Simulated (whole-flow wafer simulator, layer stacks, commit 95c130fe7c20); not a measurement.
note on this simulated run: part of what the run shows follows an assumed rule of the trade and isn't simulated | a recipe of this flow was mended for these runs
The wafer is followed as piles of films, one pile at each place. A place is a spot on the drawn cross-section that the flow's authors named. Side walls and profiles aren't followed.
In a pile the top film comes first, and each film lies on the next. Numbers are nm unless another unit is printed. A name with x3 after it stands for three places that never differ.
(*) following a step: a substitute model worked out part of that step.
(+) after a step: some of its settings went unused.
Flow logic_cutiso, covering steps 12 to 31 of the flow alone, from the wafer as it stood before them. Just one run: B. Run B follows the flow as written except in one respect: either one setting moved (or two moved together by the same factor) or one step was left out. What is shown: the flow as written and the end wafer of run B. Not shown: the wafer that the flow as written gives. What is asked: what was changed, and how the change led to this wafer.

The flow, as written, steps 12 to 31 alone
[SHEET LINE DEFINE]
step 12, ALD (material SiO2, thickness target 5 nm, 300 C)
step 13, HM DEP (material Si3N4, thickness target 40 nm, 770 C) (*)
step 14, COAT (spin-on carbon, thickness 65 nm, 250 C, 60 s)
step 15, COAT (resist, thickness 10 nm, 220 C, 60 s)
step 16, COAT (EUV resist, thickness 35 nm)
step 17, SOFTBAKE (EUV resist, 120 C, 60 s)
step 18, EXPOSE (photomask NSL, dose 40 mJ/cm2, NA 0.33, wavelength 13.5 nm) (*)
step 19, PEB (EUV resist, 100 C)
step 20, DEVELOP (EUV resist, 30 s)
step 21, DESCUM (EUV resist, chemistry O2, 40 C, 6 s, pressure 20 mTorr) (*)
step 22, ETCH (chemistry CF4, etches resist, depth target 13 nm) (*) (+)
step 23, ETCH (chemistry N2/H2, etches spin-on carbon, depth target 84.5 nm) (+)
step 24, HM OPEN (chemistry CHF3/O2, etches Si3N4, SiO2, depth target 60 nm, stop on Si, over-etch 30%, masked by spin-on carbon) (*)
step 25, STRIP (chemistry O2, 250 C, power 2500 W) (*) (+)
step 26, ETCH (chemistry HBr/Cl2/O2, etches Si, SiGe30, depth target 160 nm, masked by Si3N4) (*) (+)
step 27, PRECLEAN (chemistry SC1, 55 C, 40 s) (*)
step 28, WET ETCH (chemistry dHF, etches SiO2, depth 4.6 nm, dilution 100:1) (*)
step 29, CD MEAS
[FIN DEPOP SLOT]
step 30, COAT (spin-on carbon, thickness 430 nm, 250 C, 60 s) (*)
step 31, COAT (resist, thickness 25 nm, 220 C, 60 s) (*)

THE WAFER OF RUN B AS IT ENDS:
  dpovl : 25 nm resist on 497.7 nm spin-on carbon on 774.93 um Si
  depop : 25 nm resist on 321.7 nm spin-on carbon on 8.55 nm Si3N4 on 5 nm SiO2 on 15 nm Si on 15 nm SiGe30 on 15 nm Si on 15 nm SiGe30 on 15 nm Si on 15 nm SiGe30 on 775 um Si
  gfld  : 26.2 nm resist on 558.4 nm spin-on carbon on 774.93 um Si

What caused this: step 13, HM DEP: thickness target 25.6 nm was run, though the flow has thickness target 40 nm.

The path from the change to this, step by step:
  step 13, HM DEP (material Si3N4, thickness target 40 nm, 770 C) (*)
      depop, dpovl, gfld and 19 more: Si3N4 gains 25.6 (new film) (in the flow as written it would be: Si3N4 gains 40 (new film))
  step 24, HM OPEN (chemistry CHF3/O2, etches Si3N4, SiO2, depth target 60 nm, stop on Si, over-etch 30%, masked by spin-on carbon) (*)
      depop, gl, glp and 12 more: resist loses 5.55 (all of it), spin-on carbon loses 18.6 (in the flow as written it would be: resist loses 5.55 (all of it), spin-on carbon loses 31.1)
      dpovl, gfld, gxf, iso, isow, lnri, nsgap: Si3N4 loses 25 (all of it), SiO2 loses 5 (all of it), Si loses 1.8 (in the flow as written it would be: Si3N4 loses 39.4 (all of it), SiO2 loses 5 (all of it), Si loses 2.67)
  step 25, STRIP (chemistry O2, 250 C, power 2500 W) (*) (+)
      depop, gl, glp and 12 more: spin-on carbon loses 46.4 (all of it) (in the flow as written it would be: spin-on carbon loses 33.9 (all of it))
  step 26, ETCH (chemistry HBr/Cl2/O2, etches Si, SiGe30, depth target 160 nm, masked by Si3N4) (*) (+)
      dpovl, gfld, gxf, iso, isow, lnri, nsgap: chemical SiO2 loses 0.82 (all of it), Si loses 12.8 (all of it), SiGe30 loses 15 (all of it), Si loses 15 (all of it), SiGe30 loses 15 (all of it), Si loses 15 (all of it), SiGe30 loses 15 (all of it), Si loses 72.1 (in the flow as written it would be: chemical SiO2 loses 0.82 (all of it), Si loses 12 (all of it), SiGe30 loses 15 (all of it), Si loses 15 (all of it), SiGe30 loses 15 (all of it), Si loses 15 (all of it), SiGe30 loses 15 (all of it), Si loses 73)
  step 30, COAT (spin-on carbon, thickness 430 nm, 250 C, 60 s) (*)
      depop, ns: spin-on carbon gains 321.7 (new film) (in the flow as written it would be: spin-on carbon gains 312.3 (new film))
